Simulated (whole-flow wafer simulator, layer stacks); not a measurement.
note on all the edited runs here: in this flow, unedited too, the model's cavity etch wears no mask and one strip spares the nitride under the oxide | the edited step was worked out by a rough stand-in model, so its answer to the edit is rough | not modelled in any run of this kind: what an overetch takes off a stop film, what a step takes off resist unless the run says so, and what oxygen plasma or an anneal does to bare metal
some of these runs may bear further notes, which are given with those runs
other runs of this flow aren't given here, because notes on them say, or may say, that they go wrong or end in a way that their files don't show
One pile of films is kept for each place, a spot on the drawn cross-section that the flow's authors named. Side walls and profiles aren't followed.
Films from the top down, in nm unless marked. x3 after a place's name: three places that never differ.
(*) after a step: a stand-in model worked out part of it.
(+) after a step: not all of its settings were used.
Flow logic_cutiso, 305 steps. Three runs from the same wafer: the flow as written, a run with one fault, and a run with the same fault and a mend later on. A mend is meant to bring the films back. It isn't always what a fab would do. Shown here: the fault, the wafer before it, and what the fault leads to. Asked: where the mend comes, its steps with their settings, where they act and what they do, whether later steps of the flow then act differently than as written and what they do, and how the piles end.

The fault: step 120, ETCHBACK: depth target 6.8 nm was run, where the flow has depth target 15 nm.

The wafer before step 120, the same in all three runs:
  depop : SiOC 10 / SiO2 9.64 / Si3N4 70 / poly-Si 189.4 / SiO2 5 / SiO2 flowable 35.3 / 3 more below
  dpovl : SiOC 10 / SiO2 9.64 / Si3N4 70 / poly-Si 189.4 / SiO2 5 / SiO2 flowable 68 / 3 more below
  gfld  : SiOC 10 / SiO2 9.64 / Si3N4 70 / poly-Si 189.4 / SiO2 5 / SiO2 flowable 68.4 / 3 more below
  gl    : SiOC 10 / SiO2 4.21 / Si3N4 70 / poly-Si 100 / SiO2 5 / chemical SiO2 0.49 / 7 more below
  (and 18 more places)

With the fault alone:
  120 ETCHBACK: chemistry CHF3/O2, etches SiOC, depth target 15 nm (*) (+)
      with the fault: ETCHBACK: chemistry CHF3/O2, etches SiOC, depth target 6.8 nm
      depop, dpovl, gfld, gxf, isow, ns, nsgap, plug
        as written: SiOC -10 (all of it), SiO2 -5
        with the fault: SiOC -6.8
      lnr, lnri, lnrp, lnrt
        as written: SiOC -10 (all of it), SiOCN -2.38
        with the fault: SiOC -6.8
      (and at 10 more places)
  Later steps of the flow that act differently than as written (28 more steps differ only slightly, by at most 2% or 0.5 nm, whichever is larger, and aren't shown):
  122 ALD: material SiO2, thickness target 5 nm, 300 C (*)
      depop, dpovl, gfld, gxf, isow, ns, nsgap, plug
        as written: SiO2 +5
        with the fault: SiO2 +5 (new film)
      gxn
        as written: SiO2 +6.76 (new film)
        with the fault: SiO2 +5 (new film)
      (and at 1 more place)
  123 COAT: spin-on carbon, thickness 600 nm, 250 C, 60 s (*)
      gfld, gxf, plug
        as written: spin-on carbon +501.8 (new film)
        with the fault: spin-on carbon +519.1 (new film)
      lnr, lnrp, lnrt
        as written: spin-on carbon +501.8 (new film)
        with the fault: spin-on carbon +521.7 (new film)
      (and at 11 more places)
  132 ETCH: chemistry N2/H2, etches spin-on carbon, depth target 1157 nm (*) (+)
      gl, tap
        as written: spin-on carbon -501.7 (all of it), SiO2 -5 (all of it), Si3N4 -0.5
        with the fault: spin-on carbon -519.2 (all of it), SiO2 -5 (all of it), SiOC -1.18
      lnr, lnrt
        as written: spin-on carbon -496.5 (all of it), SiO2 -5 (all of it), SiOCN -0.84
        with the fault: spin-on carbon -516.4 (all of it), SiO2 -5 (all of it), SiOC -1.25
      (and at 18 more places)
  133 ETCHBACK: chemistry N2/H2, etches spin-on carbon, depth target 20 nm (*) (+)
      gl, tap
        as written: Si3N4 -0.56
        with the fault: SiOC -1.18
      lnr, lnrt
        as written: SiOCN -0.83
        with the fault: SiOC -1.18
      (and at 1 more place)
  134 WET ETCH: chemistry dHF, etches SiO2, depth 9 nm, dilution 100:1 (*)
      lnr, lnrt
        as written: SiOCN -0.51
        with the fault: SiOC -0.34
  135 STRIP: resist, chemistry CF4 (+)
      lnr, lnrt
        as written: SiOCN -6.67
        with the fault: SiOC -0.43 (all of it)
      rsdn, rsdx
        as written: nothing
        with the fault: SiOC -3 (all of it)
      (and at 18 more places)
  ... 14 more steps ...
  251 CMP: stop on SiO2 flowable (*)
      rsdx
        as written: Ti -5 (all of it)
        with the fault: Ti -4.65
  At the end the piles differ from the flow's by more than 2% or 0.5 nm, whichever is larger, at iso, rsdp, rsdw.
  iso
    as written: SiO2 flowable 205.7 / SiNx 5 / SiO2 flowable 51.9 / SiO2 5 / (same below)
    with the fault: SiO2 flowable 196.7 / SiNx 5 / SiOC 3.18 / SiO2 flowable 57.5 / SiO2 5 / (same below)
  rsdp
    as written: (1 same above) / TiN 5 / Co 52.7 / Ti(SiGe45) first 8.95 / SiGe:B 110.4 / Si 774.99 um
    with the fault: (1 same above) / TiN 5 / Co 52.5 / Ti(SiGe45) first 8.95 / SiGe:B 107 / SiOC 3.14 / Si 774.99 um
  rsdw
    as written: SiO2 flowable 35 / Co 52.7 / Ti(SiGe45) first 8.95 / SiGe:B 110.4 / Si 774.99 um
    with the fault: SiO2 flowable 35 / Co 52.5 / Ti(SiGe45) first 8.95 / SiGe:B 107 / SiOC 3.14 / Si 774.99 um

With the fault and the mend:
  The mend comes after step 120.
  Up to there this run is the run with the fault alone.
  120a ETCHBACK: chemistry CHF3/O2, etches SiOC, depth target 8.2 nm (*) (+) (the flow's step 120 once more, with other settings)
      depop, dpovl, gfld, gxf, isow, ns, nsgap, plug
        SiOC -3.2 (all of it), SiO2 -5
      lnr, lnri, lnrp, lnrt
        SiOC -3.2 (all of it), SiOCN -2.38
      rsdn, rsdp, rsdw, rsdx
        SiOC -3.2 (all of it)
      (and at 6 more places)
  No later step of the flow acts differently than as written, at any place that is followed, by more than 2% or 0.5 nm, whichever is larger.
  At the end the piles are the same as the flow's at every place that both follow.
